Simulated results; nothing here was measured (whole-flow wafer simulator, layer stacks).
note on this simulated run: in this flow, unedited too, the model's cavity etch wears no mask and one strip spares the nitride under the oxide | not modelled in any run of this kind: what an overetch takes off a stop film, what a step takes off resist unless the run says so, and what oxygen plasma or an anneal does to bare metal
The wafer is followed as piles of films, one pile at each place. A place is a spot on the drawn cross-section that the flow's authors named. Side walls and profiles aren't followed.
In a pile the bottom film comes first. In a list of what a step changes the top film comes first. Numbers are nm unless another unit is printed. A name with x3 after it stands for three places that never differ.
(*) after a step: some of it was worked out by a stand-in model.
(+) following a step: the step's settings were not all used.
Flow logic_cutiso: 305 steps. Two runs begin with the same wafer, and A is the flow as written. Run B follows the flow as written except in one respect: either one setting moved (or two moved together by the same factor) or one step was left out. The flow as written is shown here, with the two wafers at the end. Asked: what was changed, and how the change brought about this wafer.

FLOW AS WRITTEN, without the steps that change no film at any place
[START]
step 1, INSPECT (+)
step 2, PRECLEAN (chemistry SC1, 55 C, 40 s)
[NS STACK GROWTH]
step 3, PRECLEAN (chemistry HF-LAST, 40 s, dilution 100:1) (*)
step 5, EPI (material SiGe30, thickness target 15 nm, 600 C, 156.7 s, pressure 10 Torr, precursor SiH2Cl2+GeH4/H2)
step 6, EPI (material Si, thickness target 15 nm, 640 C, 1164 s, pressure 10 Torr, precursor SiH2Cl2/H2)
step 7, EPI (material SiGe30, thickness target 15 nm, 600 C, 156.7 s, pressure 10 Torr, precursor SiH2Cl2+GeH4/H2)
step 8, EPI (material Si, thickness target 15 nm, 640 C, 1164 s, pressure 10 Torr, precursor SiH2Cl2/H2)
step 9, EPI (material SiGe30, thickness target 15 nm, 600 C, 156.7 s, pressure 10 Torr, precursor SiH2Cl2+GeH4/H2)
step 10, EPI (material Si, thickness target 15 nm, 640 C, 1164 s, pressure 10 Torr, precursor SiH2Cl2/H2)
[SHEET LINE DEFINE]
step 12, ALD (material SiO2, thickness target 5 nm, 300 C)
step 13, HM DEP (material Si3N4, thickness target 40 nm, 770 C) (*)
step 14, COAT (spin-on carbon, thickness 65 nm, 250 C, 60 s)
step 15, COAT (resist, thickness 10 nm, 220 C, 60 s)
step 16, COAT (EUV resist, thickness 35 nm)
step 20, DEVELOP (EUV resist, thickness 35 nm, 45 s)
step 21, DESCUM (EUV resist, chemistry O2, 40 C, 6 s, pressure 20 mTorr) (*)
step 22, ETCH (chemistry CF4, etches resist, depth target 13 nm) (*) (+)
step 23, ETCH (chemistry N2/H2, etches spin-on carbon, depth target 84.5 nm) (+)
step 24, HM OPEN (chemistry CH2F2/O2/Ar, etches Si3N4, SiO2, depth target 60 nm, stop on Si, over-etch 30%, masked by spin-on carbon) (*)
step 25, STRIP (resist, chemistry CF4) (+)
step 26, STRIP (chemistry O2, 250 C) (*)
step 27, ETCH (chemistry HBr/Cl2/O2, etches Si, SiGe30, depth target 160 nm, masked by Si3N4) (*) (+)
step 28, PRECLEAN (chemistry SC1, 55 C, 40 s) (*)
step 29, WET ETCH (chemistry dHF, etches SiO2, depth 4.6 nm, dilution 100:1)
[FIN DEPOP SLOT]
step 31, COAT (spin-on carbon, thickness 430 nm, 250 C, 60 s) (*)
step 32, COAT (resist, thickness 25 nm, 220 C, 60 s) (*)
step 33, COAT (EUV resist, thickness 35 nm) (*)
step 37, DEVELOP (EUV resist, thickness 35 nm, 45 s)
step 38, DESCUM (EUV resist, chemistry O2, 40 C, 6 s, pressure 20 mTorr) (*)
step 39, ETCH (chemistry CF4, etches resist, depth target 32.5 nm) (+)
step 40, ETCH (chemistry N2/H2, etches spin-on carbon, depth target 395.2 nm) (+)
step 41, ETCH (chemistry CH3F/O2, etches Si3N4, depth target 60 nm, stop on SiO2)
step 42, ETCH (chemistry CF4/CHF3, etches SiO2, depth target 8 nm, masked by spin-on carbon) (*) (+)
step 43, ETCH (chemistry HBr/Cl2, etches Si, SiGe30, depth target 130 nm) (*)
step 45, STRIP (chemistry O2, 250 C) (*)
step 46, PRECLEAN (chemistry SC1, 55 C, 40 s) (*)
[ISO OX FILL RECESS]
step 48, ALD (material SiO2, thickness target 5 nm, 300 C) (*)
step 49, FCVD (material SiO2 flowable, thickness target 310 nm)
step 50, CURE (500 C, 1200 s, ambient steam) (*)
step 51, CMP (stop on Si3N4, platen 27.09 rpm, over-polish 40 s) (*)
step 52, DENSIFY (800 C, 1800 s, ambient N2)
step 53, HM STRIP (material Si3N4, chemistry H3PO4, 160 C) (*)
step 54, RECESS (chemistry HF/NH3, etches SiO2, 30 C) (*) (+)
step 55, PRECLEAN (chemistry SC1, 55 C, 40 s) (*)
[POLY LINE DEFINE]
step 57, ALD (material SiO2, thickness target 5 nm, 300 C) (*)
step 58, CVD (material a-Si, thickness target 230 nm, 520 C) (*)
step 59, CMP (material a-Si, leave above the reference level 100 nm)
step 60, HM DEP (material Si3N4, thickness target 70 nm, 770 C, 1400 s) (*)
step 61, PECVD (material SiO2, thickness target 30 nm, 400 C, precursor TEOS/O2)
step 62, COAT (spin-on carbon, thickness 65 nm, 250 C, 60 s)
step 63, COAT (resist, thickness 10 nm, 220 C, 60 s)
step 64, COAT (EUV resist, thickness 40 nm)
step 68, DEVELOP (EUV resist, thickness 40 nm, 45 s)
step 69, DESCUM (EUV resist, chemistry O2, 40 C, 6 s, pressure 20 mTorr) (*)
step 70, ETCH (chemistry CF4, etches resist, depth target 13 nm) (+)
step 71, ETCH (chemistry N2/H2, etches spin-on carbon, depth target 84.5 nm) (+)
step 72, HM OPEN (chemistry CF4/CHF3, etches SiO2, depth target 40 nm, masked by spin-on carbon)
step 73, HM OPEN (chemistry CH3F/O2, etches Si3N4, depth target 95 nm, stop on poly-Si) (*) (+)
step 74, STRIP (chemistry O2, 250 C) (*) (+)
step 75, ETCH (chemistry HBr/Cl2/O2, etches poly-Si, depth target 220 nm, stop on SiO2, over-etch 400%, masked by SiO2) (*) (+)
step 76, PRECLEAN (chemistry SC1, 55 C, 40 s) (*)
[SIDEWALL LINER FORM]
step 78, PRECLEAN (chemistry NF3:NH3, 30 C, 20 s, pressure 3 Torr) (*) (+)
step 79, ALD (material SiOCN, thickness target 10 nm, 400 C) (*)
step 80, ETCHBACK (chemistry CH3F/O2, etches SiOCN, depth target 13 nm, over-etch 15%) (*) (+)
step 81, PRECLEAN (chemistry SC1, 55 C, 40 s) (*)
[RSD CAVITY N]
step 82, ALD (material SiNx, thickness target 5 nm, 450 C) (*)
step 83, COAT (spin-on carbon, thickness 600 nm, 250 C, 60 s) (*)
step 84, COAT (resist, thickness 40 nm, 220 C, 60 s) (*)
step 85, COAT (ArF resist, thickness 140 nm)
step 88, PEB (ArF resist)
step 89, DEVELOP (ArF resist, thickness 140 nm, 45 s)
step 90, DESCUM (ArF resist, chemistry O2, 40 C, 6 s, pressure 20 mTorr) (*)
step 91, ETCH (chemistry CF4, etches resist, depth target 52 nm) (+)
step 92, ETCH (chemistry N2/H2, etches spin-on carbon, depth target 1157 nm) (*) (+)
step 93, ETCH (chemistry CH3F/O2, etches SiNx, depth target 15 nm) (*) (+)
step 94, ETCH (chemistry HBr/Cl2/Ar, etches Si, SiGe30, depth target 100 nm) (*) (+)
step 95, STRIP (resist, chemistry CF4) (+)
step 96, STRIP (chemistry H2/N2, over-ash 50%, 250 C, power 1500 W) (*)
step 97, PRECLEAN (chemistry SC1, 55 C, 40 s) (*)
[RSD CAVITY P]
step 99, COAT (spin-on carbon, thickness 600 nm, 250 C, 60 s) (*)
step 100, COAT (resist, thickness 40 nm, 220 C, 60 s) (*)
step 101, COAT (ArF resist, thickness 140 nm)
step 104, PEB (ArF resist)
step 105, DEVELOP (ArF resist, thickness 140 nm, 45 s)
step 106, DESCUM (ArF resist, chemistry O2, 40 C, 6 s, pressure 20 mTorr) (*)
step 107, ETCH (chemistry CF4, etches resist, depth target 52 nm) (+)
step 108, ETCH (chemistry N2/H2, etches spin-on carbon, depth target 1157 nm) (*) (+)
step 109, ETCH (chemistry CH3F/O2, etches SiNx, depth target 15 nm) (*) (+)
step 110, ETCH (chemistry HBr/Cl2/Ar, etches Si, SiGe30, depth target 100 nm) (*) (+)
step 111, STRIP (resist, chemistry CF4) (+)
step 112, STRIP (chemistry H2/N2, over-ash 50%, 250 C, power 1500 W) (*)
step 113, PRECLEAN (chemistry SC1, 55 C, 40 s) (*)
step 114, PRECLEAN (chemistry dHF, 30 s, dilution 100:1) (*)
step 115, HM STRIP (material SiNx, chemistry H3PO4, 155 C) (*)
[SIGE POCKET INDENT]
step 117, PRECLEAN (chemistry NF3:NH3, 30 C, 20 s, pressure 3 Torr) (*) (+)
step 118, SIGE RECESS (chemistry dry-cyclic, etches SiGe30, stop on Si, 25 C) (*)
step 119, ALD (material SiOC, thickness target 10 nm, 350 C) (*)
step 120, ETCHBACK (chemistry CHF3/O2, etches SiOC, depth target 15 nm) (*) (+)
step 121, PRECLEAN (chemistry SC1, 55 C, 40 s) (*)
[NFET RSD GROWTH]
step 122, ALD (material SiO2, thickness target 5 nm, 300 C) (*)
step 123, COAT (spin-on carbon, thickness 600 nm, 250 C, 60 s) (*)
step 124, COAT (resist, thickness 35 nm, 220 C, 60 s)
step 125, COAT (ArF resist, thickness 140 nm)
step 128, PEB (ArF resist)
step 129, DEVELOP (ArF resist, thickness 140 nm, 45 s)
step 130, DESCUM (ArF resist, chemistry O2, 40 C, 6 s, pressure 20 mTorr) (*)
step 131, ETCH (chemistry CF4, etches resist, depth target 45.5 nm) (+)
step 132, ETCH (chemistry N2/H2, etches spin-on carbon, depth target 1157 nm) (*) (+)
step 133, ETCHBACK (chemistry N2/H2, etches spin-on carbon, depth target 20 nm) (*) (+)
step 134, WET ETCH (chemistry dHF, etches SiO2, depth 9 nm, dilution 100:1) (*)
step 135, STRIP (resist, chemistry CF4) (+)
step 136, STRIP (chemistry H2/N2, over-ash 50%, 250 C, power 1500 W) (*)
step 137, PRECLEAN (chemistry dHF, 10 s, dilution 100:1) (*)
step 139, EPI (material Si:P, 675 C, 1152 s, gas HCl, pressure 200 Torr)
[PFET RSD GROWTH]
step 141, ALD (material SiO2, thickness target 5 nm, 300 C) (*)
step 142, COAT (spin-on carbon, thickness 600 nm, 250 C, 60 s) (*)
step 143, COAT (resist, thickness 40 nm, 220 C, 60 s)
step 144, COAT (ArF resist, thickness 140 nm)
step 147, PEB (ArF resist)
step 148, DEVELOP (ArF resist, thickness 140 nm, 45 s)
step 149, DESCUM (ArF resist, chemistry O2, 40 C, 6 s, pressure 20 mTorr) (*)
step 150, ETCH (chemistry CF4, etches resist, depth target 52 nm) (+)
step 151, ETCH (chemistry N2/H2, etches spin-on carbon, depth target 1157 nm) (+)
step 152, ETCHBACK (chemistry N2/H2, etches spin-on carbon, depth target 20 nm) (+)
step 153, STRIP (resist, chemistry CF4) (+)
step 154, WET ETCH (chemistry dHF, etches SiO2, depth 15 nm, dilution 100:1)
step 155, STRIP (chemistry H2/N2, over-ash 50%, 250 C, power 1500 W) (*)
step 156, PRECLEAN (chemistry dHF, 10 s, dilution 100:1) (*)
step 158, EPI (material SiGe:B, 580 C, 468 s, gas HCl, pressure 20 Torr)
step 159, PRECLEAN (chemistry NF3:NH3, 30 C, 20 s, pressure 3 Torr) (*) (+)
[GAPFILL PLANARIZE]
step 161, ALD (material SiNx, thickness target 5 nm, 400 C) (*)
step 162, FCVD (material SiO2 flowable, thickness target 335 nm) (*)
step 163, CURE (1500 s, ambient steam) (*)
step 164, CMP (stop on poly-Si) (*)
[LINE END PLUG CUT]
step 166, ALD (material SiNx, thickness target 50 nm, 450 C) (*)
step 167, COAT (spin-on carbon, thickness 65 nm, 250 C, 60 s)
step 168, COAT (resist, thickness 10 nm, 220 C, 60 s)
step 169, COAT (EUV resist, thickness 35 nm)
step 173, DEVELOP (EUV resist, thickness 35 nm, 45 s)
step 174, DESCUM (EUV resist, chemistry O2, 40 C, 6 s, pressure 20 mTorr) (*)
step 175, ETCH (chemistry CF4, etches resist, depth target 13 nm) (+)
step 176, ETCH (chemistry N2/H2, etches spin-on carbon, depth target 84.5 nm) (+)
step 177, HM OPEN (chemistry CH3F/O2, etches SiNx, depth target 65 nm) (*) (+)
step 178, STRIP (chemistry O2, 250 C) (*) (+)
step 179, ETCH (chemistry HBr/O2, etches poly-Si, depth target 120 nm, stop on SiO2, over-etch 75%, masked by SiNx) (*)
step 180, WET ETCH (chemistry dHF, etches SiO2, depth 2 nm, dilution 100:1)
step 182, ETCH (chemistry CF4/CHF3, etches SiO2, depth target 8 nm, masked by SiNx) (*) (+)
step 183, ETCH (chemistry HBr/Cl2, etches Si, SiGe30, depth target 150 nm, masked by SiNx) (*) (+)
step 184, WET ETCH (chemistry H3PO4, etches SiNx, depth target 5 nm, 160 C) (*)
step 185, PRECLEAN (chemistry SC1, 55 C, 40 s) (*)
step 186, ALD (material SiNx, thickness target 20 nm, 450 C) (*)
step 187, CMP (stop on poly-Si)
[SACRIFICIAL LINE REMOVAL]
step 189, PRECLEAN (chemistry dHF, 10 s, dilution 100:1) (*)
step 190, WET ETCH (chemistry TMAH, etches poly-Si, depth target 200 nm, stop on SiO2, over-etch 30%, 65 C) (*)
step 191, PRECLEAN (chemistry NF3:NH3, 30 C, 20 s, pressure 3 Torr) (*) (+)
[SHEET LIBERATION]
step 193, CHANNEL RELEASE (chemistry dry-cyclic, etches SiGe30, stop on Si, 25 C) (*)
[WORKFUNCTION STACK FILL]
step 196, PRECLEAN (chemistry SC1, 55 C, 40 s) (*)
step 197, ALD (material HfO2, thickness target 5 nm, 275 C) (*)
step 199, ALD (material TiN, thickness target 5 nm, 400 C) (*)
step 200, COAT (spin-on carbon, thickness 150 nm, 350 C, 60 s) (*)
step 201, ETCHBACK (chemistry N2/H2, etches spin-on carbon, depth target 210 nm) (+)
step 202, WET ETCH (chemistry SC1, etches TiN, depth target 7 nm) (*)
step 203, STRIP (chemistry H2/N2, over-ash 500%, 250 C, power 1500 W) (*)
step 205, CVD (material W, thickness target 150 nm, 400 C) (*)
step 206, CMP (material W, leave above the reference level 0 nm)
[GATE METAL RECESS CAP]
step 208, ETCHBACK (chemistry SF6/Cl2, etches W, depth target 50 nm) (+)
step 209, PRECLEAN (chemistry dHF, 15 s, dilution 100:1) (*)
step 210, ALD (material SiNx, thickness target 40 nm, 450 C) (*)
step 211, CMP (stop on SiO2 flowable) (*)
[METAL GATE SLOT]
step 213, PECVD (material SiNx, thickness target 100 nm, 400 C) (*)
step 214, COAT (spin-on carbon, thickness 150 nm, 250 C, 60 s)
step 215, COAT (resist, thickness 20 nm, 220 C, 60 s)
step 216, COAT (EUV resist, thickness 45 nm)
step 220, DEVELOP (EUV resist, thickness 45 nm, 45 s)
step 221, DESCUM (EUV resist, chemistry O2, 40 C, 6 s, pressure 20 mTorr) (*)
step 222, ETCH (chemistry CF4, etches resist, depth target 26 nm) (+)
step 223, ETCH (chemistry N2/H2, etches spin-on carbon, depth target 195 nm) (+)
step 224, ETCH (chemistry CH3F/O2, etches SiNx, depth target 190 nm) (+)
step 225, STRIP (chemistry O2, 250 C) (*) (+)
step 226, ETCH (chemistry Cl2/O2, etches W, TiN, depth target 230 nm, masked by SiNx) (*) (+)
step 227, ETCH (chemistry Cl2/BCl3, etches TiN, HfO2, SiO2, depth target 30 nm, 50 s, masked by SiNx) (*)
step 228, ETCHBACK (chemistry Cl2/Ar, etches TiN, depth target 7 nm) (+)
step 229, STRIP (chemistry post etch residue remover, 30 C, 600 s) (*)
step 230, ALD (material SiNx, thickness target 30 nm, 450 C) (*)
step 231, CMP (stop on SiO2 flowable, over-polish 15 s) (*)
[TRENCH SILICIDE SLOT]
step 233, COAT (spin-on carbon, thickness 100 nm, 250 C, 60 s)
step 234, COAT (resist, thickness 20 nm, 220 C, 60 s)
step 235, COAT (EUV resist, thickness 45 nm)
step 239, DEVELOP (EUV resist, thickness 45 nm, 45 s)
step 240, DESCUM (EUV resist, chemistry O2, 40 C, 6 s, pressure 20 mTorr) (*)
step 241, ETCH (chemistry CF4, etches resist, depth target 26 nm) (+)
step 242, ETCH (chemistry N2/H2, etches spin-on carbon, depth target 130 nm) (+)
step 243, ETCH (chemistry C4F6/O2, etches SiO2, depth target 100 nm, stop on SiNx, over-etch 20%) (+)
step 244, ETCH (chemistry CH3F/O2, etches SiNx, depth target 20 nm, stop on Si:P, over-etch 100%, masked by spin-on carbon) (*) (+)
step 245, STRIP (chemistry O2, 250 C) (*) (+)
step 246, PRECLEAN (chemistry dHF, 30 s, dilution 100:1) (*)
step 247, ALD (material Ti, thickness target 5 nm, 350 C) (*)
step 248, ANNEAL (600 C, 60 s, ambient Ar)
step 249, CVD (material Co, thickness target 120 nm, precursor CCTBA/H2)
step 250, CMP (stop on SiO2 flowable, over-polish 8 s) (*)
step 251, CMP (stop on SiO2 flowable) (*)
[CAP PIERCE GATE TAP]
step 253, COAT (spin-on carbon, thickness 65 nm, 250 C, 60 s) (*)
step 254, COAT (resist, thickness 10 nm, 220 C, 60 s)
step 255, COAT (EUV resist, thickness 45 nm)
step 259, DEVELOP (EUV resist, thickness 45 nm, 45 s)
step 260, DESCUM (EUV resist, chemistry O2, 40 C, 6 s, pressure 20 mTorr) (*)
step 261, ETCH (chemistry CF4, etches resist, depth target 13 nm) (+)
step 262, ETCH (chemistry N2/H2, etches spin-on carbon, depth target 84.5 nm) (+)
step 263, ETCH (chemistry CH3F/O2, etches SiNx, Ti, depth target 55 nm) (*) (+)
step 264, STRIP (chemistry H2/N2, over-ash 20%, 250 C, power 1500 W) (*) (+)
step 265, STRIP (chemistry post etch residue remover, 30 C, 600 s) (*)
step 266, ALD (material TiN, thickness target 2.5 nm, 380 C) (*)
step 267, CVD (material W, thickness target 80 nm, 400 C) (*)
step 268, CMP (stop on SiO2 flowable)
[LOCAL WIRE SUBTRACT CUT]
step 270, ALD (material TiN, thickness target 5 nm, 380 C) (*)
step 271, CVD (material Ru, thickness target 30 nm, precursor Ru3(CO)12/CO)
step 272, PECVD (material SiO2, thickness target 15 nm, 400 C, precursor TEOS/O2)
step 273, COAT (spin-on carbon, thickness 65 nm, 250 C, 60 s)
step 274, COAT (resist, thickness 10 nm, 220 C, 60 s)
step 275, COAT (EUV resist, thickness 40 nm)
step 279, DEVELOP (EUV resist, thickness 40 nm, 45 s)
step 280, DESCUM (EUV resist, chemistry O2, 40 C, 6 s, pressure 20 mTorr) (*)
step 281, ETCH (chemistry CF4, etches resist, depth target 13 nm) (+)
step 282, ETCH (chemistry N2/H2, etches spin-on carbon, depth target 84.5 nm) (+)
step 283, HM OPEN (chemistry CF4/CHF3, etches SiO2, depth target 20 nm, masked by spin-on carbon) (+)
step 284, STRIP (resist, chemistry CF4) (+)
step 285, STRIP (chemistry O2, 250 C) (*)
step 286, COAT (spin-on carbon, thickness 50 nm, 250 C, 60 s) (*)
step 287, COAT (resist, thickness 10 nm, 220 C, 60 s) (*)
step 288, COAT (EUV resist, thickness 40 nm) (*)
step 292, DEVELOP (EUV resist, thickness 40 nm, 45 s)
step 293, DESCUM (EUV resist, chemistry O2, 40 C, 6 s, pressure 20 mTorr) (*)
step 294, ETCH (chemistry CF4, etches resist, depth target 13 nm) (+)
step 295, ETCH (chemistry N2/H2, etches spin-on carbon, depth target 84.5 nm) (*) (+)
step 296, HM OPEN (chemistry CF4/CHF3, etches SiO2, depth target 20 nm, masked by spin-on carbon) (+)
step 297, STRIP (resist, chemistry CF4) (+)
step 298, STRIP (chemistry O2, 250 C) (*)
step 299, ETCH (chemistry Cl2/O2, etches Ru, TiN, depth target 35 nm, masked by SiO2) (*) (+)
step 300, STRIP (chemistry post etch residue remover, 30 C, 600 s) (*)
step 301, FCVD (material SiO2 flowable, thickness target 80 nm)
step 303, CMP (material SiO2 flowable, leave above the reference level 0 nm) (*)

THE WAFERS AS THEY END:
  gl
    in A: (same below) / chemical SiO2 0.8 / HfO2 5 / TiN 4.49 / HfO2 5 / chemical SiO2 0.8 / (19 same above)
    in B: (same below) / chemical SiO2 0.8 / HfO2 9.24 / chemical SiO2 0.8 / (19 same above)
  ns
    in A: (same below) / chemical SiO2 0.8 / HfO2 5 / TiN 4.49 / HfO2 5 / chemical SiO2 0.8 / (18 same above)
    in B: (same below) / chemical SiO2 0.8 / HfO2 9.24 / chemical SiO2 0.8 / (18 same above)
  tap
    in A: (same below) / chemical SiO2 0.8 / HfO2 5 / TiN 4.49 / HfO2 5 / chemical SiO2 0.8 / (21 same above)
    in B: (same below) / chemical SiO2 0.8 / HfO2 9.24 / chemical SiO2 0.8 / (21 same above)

The reason: step 5, EPI: thickness target 9.8 nm was run, while the flow as written has thickness target 15 nm; step 5, EPI: 101.9 s was run, where the flow has 156.7 s.

Step by step, how the change led to this:
  step 5, EPI (material SiGe30, thickness target 15 nm, 600 C, 156.7 s, pressure 10 Torr, precursor SiH2Cl2+GeH4/H2)
      depop, dpovl, gfld and 19 more: A SiGe30 gains 15 (new film) | B SiGe30 gains 9.76 (new film)
  step 27, ETCH (chemistry HBr/Cl2/O2, etches Si, SiGe30, depth target 160 nm, masked by Si3N4) (*) (+)
      gfld, gxf, iso, lnri: A chemical SiO2 loses 0.79 (all of it), Si loses 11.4 (all of it), SiGe30 loses 15 (all of it), Si loses 15 (all of it), SiGe30 loses 15 (all of it), Si loses 15 (all of it), SiGe30 loses 15 (all of it), Si loses 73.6 | B chemical SiO2 loses 0.79 (all of it), Si loses 11.4 (all of it), SiGe30 loses 15 (all of it), Si loses 15 (all of it), SiGe30 loses 15 (all of it), Si loses 15 (all of it), SiGe30 loses 9.76 (all of it), Si loses 78.9
      dpovl, nsgap: A chemical SiO2 loses 0.79 (all of it), Si loses 11.8 (all of it), SiGe30 loses 15 (all of it), Si loses 15 (all of it), SiGe30 loses 15 (all of it), Si loses 15 (all of it), SiGe30 loses 15 (all of it), Si loses 73.2 | B chemical SiO2 loses 0.79 (all of it), Si loses 11.8 (all of it), SiGe30 loses 15 (all of it), Si loses 15 (all of it), SiGe30 loses 15 (all of it), Si loses 15 (all of it), SiGe30 loses 9.76 (all of it), Si loses 78.5
      (and at 1 other place as well)
  step 43, ETCH (chemistry HBr/Cl2, etches Si, SiGe30, depth target 130 nm) (*)
      depop: A Si loses 14 (all of it), SiGe30 loses 15 (all of it), Si loses 15 (all of it), SiGe30 loses 15 (all of it), Si loses 15 (all of it), SiGe30 loses 15 (all of it), Si loses 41 | B Si loses 14 (all of it), SiGe30 loses 15 (all of it), Si loses 15 (all of it), SiGe30 loses 15 (all of it), Si loses 15 (all of it), SiGe30 loses 9.76 (all of it), Si loses 46.2
  step 94, ETCH (chemistry HBr/Cl2/Ar, etches Si, SiGe30, depth target 100 nm) (*) (+)
      rsdn, rsdx: A chemical SiO2 loses 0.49 (all of it), Si loses 12.8 (all of it), SiGe30 loses 15 (all of it), Si loses 15 (all of it), SiGe30 loses 15 (all of it), Si loses 15 (all of it), SiGe30 loses 15 (all of it), Si loses 12.2 | B chemical SiO2 loses 0.49 (all of it), Si loses 12.8 (all of it), SiGe30 loses 15 (all of it), Si loses 15 (all of it), SiGe30 loses 15 (all of it), Si loses 15 (all of it), SiGe30 loses 9.76 (all of it), Si loses 17.4
  step 110, ETCH (chemistry HBr/Cl2/Ar, etches Si, SiGe30, depth target 100 nm) (*) (+)
      rsdp, rsdw: A chemical SiO2 loses 0.49 (all of it), Si loses 12.8 (all of it), SiGe30 loses 15 (all of it), Si loses 15 (all of it), SiGe30 loses 15 (all of it), Si loses 15 (all of it), SiGe30 loses 15 (all of it), Si loses 12.2 | B chemical SiO2 loses 0.49 (all of it), Si loses 12.8 (all of it), SiGe30 loses 15 (all of it), Si loses 15 (all of it), SiGe30 loses 15 (all of it), Si loses 15 (all of it), SiGe30 loses 9.76 (all of it), Si loses 17.4
  step 118, SIGE RECESS (chemistry dry-cyclic, etches SiGe30, stop on Si, 25 C) (*)
      lnr, lnrp, lnrt: A SiOCN loses 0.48, Si loses 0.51, cavity gains 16 (new film), SiGe30 loses 15 (all of it), Si loses 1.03, cavity gains 16 (new film), SiGe30 loses 15 (all of it), Si loses 1.03, cavity gains 16 (new film), SiGe30 loses 15 (all of it), Si loses 0.51 | B SiOCN loses 0.48, Si loses 0.51, cavity gains 16 (new film), SiGe30 loses 15 (all of it), Si loses 1.03, cavity gains 16 (new film), SiGe30 loses 15 (all of it), Si loses 1.03, cavity gains 10.8 (new film), SiGe30 loses 9.76 (all of it), Si loses 0.51
  step 119, ALD (material SiOC, thickness target 10 nm, 350 C) (*)
      lnr, lnrp, lnrt: A SiOC gains 10 (new film), SiOC gains 16 (new film), cavity loses 16 (all of it), SiOC gains 16 (new film), cavity loses 16 (all of it), SiOC gains 16 (new film), cavity loses 16 (all of it) | B SiOC gains 10 (new film), SiOC gains 16 (new film), cavity loses 16 (all of it), SiOC gains 16 (new film), cavity loses 16 (all of it), SiOC gains 10.8 (new film), cavity loses 10.8 (all of it)
  step 183, ETCH (chemistry HBr/Cl2, etches Si, SiGe30, depth target 150 nm, masked by SiNx) (*) (+)
      plug: A Si loses 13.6 (all of it), SiGe30 loses 15 (all of it), Si loses 15 (all of it), SiGe30 loses 15 (all of it), Si loses 15 (all of it), SiGe30 loses 15 (all of it), Si loses 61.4 | B Si loses 13.6 (all of it), SiGe30 loses 15 (all of it), Si loses 15 (all of it), SiGe30 loses 15 (all of it), Si loses 15 (all of it), SiGe30 loses 9.76 (all of it), Si loses 66.7
  step 193, CHANNEL RELEASE (chemistry dry-cyclic, etches SiGe30, stop on Si, 25 C) (*)
      gl, glp, gxn, gxp, ns, tap: A chemical SiO2 gains 0.8 (new film), Si loses 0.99, chemical SiO2 gains 0.8 (new film), cavity gains 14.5 (new film), chemical SiO2 gains 0.8 (new film), SiGe30 loses 15 (all of it), Si loses 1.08, chemical SiO2 gains 0.8 (new film), cavity gains 14.5 (new film), chemical SiO2 gains 0.8 (new film), SiGe30 loses 15 (all of it), Si loses 1.08, chemical SiO2 gains 0.8 (new film), cavity gains 14.5 (new film), chemical SiO2 gains 0.8 (new film), SiGe30 loses 15 (all of it), Si loses 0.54 | B chemical SiO2 gains 0.8 (new film), Si loses 0.99, chemical SiO2 gains 0.8 (new film), cavity gains 14.5 (new film), chemical SiO2 gains 0.8 (new film), SiGe30 loses 15 (all of it), Si loses 1.08, chemical SiO2 gains 0.8 (new film), cavity gains 14.5 (new film), chemical SiO2 gains 0.8 (new film), SiGe30 loses 15 (all of it), Si loses 1.08, chemical SiO2 gains 0.8 (new film), cavity gains 9.24 (new film), chemical SiO2 gains 0.8 (new film), SiGe30 loses 9.76 (all of it), Si loses 0.54
  step 197, ALD (material HfO2, thickness target 5 nm, 275 C) (*)
      gl, glp, gxn, gxp, ns, tap: A HfO2 gains 5 (new film), HfO2 gains 5 (new film), cavity loses 10, HfO2 gains 5 (new film), HfO2 gains 5 (new film), cavity loses 10, HfO2 gains 5 (new film), HfO2 gains 5 (new film), cavity loses 10, HfO2 gains 5 (new film) | B HfO2 gains 5 (new film), HfO2 gains 5 (new film), cavity loses 10, HfO2 gains 5 (new film), HfO2 gains 5 (new film), cavity loses 10, HfO2 gains 5 (new film), HfO2 gains 9.24 (new film), cavity loses 9.24 (all of it)
  step 199, ALD (material TiN, thickness target 5 nm, 400 C) (*)
      gl, glp, tap: A TiN gains 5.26 (new film), TiN gains 4.49 (new film), cavity loses 4.49 (all of it), TiN gains 4.49 (new film), cavity loses 4.49 (all of it), TiN gains 4.49 (new film), cavity loses 4.49 (all of it) | B TiN gains 5.26 (new film), TiN gains 4.49 (new film), cavity loses 4.49 (all of it), TiN gains 4.49 (new film), cavity loses 4.49 (all of it)
      gxn, gxp, ns: A TiN gains 5 (new film), TiN gains 4.49 (new film), cavity loses 4.49 (all of it), TiN gains 4.49 (new film), cavity loses 4.49 (all of it), TiN gains 4.49 (new film), cavity loses 4.49 (all of it) | B TiN gains 5 (new film), TiN gains 4.49 (new film), cavity loses 4.49 (all of it), TiN gains 4.49 (new film), cavity loses 4.49 (all of it)
Taking metal films that touch as one body, gl has 3 bodies (between them, from the top down: HfO2 5 / chemical SiO2 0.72 / Si 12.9 / chemical SiO2 0.8 / HfO2 5; HfO2 5 / chemical SiO2 0.8 / Si 13.9 / chemical SiO2 0.8 / HfO2 5); the flow as written gives 4 bodies (between them, from the top down: HfO2 5 / chemical SiO2 0.72 / Si 12.9 / chemical SiO2 0.8 / HfO2 5; HfO2 5 / chemical SiO2 0.8 / Si 13.9 / chemical SiO2 0.8 / HfO2 5; HfO2 5 / chemical SiO2 0.8 / Si 13.9 / chemical SiO2 0.8 / HfO2 5).
Taking metal films that touch as one body, ns has 3 bodies (between them, from the top down: HfO2 5 / chemical SiO2 0.72 / Si 12.9 / chemical SiO2 0.8 / HfO2 5; HfO2 5 / chemical SiO2 0.8 / Si 13.9 / chemical SiO2 0.8 / HfO2 5); the flow as written gives 4 bodies (between them, from the top down: HfO2 5 / chemical SiO2 0.72 / Si 12.9 / chemical SiO2 0.8 / HfO2 5; HfO2 5 / chemical SiO2 0.8 / Si 13.9 / chemical SiO2 0.8 / HfO2 5; HfO2 5 / chemical SiO2 0.8 / Si 13.9 / chemical SiO2 0.8 / HfO2 5).
Taking metal films that touch as one body, tap has 3 bodies (between them, from the top down: HfO2 5 / chemical SiO2 0.72 / Si 12.9 / chemical SiO2 0.8 / HfO2 5; HfO2 5 / chemical SiO2 0.8 / Si 13.9 / chemical SiO2 0.8 / HfO2 5); the flow as written gives 4 bodies (between them, from the top down: HfO2 5 / chemical SiO2 0.72 / Si 12.9 / chemical SiO2 0.8 / HfO2 5; HfO2 5 / chemical SiO2 0.8 / Si 13.9 / chemical SiO2 0.8 / HfO2 5; HfO2 5 / chemical SiO2 0.8 / Si 13.9 / chemical SiO2 0.8 / HfO2 5).
